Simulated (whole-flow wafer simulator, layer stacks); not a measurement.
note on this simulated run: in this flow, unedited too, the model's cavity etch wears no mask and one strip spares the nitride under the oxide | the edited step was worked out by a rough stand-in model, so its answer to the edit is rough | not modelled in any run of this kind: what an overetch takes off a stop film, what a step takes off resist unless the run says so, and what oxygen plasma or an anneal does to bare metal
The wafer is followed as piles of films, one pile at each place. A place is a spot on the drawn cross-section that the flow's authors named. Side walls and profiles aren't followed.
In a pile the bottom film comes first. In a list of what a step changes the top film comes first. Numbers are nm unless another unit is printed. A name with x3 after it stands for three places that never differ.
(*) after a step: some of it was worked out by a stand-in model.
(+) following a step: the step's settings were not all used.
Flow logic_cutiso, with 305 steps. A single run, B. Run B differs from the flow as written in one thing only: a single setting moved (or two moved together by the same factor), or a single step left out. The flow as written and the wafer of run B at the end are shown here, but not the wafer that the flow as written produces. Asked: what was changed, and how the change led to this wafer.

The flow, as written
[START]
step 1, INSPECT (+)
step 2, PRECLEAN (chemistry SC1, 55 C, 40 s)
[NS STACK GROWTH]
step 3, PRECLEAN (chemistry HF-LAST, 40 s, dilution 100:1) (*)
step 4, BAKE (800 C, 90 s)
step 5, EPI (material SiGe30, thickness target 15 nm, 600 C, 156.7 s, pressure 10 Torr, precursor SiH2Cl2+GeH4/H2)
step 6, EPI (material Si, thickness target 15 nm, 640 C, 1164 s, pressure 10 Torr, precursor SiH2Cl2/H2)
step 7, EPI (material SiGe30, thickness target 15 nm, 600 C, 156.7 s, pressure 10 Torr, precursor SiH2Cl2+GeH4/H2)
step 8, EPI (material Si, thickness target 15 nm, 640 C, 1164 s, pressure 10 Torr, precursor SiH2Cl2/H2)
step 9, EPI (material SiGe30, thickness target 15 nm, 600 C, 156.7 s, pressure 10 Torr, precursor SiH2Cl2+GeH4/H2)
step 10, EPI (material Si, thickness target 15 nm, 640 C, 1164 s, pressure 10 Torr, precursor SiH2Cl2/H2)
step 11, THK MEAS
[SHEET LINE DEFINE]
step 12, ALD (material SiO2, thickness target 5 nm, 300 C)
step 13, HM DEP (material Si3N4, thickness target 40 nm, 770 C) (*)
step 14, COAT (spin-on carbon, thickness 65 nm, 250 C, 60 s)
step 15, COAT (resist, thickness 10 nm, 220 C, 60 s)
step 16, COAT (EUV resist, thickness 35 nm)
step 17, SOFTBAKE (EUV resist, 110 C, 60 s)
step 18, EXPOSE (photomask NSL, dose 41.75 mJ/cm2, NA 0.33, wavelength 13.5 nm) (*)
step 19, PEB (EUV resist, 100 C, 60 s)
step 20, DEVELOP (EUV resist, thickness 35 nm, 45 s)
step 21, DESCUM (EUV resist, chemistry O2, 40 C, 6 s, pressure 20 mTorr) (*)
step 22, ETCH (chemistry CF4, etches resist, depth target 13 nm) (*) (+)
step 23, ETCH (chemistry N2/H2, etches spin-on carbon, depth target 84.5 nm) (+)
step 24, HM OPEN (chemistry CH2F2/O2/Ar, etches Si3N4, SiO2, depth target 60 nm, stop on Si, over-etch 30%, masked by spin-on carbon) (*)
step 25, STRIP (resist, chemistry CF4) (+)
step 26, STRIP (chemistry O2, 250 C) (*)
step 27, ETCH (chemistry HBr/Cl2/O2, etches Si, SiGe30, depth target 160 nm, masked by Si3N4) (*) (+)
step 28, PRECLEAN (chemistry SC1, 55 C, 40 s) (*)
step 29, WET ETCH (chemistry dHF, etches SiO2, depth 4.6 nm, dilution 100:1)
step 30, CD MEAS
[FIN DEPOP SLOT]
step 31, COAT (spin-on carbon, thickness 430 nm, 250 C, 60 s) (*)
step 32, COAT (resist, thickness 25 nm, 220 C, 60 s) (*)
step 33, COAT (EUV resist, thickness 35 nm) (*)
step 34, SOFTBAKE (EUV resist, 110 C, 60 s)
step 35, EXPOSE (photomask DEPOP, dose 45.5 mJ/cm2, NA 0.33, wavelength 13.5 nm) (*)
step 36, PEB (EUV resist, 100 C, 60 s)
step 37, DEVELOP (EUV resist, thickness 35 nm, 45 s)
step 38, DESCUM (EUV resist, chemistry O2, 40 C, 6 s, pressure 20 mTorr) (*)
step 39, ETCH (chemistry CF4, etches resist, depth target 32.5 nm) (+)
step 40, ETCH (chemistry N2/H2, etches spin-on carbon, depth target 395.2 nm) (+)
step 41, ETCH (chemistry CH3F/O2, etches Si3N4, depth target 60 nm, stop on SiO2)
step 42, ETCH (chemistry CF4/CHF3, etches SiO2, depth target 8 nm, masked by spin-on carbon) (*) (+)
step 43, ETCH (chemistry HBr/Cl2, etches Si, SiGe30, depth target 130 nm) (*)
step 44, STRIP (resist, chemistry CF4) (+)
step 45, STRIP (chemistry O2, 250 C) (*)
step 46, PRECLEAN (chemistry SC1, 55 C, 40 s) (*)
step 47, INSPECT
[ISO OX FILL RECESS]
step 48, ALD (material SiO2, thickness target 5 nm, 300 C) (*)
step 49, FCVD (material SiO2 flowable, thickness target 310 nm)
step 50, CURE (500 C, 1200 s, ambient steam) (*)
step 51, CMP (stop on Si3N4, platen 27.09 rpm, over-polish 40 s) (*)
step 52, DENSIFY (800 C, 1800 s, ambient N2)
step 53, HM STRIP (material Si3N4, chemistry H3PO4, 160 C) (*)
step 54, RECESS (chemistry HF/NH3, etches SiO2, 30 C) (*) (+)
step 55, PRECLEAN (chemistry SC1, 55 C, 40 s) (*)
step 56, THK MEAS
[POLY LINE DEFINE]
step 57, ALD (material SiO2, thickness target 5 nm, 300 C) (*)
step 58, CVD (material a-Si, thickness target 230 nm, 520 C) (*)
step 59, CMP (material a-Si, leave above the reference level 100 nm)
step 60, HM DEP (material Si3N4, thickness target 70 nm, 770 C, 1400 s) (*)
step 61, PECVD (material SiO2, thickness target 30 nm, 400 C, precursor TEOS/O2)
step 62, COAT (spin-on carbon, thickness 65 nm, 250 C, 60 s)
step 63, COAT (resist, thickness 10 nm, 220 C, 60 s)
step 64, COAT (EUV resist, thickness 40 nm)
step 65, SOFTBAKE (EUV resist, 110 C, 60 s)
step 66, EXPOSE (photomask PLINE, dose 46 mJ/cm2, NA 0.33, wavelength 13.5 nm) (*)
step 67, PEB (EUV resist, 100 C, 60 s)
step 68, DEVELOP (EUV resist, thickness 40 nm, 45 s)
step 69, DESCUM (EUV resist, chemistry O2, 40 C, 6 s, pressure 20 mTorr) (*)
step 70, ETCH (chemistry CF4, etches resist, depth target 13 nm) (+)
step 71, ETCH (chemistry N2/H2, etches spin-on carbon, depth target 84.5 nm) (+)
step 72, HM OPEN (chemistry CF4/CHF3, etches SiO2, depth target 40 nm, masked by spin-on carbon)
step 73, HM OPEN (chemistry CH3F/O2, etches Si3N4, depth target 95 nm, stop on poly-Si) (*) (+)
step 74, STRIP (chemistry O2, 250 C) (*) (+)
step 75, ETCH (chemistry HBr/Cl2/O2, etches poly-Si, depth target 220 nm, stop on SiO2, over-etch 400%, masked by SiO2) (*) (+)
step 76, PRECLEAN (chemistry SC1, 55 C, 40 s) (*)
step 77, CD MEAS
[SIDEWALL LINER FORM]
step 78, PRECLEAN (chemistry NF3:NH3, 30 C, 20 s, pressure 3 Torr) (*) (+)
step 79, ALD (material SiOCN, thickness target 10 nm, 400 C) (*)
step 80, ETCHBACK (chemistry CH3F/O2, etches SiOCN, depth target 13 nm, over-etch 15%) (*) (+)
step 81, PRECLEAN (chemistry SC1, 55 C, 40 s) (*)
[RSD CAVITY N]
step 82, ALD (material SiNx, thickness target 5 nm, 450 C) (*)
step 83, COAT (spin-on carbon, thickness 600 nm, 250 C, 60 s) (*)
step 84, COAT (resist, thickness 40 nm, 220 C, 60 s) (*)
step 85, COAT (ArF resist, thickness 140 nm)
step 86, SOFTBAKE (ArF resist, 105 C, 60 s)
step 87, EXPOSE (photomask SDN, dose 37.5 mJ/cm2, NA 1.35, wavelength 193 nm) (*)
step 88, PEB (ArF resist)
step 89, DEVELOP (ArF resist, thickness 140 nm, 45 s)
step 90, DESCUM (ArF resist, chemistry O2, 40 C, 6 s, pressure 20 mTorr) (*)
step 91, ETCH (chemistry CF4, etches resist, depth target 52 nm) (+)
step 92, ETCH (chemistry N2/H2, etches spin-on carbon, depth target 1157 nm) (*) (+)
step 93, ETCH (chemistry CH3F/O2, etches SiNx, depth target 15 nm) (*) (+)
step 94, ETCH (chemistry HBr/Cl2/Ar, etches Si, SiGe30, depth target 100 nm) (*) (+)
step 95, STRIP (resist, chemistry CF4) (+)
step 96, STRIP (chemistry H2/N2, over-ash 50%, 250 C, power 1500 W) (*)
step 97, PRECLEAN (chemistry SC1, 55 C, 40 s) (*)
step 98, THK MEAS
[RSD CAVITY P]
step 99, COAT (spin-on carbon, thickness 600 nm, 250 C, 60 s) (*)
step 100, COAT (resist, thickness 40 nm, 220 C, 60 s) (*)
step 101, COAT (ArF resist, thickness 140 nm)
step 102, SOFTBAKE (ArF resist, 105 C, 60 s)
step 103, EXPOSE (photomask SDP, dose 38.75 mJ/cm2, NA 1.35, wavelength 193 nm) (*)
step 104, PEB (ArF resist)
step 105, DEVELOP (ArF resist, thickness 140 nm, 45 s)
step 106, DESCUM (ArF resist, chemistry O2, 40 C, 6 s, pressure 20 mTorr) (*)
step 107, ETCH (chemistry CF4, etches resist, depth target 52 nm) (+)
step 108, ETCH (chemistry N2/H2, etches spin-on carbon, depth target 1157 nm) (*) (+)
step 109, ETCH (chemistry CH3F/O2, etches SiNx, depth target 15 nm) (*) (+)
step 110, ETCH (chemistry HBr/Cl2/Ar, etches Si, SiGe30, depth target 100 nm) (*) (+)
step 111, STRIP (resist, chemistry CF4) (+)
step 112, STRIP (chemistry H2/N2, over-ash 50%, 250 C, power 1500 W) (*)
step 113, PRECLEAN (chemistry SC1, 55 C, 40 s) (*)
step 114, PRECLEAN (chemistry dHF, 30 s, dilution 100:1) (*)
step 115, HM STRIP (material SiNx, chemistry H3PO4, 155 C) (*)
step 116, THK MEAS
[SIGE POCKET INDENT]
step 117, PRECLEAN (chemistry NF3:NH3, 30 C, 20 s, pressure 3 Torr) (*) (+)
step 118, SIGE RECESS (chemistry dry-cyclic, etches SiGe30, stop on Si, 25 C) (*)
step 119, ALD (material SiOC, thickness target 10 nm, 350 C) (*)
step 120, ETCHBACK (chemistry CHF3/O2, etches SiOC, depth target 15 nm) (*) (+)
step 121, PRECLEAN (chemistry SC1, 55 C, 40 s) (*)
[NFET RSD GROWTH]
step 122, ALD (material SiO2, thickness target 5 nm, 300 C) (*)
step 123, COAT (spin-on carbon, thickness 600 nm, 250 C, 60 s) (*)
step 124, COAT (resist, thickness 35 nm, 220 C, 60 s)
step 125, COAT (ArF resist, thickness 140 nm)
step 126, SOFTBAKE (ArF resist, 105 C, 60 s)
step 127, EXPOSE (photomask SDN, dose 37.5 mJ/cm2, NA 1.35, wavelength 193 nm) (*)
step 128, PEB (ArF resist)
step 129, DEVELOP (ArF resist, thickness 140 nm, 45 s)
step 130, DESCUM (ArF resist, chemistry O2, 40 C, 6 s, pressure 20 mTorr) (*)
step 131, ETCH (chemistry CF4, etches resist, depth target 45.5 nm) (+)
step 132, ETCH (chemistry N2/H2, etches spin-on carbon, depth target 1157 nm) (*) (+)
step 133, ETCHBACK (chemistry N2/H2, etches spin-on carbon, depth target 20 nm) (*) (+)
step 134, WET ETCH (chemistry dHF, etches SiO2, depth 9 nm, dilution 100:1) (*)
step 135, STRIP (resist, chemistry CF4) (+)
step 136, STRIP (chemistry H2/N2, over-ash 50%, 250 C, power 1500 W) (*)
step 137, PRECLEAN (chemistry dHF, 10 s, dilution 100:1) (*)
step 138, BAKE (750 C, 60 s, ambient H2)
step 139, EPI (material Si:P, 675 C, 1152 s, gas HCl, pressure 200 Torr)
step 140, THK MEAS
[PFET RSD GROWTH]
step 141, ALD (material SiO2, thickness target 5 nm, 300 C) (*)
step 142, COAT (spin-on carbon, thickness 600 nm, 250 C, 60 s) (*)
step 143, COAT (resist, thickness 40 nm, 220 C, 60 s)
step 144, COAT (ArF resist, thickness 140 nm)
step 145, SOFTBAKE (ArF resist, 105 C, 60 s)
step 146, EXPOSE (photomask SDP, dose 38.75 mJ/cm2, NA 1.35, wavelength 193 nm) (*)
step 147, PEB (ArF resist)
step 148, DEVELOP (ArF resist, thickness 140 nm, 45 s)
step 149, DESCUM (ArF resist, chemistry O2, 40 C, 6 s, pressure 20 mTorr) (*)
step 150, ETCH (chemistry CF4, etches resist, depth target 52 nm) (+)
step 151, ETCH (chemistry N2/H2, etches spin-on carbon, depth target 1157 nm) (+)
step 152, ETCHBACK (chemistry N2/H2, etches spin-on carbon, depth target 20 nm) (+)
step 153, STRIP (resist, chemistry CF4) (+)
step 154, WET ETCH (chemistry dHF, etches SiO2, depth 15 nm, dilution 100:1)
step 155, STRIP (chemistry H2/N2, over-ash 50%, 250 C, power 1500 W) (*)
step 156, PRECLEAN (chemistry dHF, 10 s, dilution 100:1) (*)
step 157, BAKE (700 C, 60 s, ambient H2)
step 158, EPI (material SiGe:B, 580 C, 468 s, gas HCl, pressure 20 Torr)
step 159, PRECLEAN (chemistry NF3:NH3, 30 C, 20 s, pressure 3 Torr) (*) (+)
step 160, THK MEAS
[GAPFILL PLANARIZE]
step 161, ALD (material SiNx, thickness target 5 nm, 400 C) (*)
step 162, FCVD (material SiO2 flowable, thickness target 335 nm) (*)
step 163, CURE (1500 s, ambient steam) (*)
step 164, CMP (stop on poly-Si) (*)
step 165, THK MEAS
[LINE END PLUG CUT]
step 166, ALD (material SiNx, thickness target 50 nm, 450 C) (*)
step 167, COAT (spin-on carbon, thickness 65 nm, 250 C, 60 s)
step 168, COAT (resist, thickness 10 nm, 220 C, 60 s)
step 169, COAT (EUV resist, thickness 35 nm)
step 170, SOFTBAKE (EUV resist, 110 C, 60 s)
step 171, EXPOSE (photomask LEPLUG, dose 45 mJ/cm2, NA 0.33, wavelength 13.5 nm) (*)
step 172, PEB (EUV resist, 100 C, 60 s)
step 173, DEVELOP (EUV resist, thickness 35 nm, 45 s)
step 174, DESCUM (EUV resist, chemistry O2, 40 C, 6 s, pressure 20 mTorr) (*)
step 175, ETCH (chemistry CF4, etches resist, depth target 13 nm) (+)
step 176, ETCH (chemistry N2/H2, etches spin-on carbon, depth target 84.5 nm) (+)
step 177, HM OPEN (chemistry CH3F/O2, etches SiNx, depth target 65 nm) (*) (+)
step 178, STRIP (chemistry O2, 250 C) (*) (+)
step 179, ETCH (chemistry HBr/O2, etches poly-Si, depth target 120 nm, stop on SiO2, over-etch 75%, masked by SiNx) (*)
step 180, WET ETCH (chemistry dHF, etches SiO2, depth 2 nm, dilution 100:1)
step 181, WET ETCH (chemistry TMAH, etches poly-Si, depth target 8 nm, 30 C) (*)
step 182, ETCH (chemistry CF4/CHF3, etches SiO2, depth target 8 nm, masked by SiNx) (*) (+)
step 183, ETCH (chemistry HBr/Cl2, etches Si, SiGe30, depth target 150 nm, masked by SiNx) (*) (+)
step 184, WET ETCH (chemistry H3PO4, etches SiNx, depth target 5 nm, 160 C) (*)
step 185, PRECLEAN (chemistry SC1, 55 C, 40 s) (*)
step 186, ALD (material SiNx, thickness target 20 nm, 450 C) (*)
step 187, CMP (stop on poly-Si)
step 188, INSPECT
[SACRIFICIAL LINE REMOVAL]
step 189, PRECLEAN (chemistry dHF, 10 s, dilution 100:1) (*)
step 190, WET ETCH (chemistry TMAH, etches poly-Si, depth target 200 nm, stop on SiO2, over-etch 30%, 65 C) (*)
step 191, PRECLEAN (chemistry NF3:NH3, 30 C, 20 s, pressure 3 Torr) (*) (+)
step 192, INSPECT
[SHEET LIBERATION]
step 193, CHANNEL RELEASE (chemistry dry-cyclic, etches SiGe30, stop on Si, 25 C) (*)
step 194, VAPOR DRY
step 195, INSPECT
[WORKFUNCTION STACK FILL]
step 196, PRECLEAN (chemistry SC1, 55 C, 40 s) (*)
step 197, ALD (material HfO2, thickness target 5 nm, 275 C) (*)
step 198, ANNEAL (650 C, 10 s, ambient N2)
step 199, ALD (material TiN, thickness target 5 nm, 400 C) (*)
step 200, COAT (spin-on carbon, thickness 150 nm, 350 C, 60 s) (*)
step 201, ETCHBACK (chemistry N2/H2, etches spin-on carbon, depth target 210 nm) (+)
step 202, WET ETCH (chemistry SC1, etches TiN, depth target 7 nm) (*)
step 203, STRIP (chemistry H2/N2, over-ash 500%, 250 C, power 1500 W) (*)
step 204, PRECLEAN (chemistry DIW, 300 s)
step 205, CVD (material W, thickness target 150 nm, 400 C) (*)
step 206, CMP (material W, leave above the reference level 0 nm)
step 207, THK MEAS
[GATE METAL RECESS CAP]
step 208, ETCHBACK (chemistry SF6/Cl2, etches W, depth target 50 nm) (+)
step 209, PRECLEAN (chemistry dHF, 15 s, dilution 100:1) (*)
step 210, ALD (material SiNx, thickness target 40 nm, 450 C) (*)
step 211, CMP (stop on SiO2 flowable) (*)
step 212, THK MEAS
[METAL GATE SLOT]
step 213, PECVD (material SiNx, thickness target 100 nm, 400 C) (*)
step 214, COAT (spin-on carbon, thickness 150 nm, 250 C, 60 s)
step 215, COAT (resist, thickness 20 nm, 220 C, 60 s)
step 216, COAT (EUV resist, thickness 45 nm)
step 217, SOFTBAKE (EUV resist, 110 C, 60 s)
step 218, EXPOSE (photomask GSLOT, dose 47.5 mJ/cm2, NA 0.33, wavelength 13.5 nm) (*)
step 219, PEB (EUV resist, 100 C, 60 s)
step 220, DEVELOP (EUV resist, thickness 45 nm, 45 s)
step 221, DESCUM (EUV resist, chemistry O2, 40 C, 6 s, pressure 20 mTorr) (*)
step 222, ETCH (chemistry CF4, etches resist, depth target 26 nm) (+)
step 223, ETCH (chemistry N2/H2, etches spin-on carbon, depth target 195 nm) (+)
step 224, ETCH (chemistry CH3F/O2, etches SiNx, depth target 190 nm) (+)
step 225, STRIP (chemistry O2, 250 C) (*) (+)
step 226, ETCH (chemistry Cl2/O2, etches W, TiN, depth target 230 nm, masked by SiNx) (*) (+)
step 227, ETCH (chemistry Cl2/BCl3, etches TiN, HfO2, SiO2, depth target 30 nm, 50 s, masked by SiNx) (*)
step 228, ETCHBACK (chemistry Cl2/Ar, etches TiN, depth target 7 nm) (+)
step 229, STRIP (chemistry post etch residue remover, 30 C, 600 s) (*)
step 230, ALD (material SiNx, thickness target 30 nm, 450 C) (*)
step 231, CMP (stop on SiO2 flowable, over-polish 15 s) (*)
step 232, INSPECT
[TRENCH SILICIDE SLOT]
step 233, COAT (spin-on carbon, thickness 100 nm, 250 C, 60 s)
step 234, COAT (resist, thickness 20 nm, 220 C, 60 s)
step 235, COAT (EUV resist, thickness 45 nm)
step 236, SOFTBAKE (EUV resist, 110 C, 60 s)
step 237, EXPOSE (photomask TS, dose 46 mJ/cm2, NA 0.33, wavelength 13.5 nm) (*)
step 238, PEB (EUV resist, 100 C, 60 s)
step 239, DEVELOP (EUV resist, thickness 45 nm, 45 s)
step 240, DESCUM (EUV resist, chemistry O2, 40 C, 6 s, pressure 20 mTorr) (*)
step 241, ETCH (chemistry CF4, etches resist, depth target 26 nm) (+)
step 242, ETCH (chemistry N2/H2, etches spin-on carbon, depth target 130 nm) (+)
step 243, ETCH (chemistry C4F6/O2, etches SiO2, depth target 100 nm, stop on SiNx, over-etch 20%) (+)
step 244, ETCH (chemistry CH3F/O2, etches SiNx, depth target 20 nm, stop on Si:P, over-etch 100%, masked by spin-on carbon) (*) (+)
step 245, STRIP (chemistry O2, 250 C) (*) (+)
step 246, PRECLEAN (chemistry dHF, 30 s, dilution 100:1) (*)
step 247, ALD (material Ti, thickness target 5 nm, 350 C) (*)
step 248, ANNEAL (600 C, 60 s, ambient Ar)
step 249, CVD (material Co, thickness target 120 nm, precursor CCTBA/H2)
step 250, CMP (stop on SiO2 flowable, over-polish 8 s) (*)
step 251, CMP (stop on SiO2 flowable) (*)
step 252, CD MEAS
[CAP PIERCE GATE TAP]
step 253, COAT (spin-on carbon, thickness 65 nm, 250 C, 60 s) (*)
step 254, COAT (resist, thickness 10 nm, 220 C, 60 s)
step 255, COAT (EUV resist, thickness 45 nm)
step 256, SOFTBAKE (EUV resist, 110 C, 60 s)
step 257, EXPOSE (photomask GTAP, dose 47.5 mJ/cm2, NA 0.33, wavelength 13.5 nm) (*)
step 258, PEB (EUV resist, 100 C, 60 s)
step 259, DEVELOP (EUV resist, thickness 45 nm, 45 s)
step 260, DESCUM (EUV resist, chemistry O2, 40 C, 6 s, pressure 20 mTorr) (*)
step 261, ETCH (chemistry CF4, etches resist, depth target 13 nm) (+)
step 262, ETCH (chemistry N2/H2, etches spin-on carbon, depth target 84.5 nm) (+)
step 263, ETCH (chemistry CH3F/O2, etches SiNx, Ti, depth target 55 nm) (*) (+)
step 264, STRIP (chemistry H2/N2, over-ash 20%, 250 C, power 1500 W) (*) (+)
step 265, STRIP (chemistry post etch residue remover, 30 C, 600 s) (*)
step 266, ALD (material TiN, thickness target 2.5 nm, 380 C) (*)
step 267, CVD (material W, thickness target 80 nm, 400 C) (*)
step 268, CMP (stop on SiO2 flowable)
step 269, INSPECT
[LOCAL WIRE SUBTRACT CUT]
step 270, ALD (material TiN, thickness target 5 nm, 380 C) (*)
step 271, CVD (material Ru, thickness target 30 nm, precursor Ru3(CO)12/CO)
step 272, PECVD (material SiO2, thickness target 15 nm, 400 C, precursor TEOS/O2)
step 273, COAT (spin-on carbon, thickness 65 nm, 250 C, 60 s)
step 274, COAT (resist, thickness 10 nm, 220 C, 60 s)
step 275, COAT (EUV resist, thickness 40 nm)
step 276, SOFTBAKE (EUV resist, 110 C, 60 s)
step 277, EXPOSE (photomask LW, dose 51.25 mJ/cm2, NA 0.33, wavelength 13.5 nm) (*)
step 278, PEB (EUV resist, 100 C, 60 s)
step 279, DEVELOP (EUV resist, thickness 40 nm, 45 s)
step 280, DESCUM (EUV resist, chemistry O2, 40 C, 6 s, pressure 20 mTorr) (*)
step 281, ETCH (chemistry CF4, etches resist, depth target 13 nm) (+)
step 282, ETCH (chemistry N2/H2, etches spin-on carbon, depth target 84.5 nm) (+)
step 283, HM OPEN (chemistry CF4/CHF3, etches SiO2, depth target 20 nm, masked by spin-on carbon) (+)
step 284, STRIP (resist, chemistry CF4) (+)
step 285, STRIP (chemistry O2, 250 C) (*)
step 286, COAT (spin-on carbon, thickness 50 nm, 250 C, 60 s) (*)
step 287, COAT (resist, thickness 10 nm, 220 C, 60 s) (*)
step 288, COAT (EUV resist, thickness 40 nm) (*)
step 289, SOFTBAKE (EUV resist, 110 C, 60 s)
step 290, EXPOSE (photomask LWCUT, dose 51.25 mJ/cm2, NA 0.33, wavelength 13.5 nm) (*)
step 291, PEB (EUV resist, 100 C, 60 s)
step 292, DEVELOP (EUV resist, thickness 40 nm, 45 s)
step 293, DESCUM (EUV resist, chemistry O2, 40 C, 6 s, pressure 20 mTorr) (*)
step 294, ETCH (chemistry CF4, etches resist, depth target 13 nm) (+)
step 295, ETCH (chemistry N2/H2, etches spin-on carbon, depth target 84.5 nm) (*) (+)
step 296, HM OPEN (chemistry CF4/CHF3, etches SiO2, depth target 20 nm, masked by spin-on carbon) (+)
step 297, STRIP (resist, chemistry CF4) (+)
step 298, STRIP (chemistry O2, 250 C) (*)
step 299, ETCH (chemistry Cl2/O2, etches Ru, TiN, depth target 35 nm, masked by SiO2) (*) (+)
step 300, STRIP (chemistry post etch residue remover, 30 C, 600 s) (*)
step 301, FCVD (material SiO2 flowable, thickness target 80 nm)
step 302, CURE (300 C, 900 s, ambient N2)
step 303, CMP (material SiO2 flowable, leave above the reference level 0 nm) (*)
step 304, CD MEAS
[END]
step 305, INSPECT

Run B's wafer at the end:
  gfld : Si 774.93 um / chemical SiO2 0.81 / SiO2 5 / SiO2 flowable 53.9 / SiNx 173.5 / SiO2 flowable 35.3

Cause: step 227, ETCH: depth target 15 nm was run, whereas the flow has depth target 30 nm; step 227, ETCH: 25 s was run, where the flow has 50 s.

How this came from the change, step by step:
  step 227, ETCH (chemistry Cl2/BCl3, etches TiN, HfO2, SiO2, depth target 30 nm, 50 s, masked by SiNx) (*)
      depop, dpovl, gl and 18 more: -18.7 SiNx (in the flow as written it would be: -37.4 SiNx)
      gfld: -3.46 HfO2 (all of it), -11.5 SiO2 flowable (in the flow as written it would be: -3.46 HfO2 (all of it), -26.5 SiO2 flowable)
  step 231, CMP (stop on SiO2 flowable, over-polish 15 s) (*)
      depop, dpovl, gl and 9 more: -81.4 SiNx (in the flow as written it would be: -62.7 SiNx)
      lnr, lnri, lnrp, lnrt: -79.7 SiNx (all of it), -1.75 SiOCN (in the flow as written it would be: -61 SiNx (all of it), -1.75 SiOCN)
      (as well as at 6 more places)
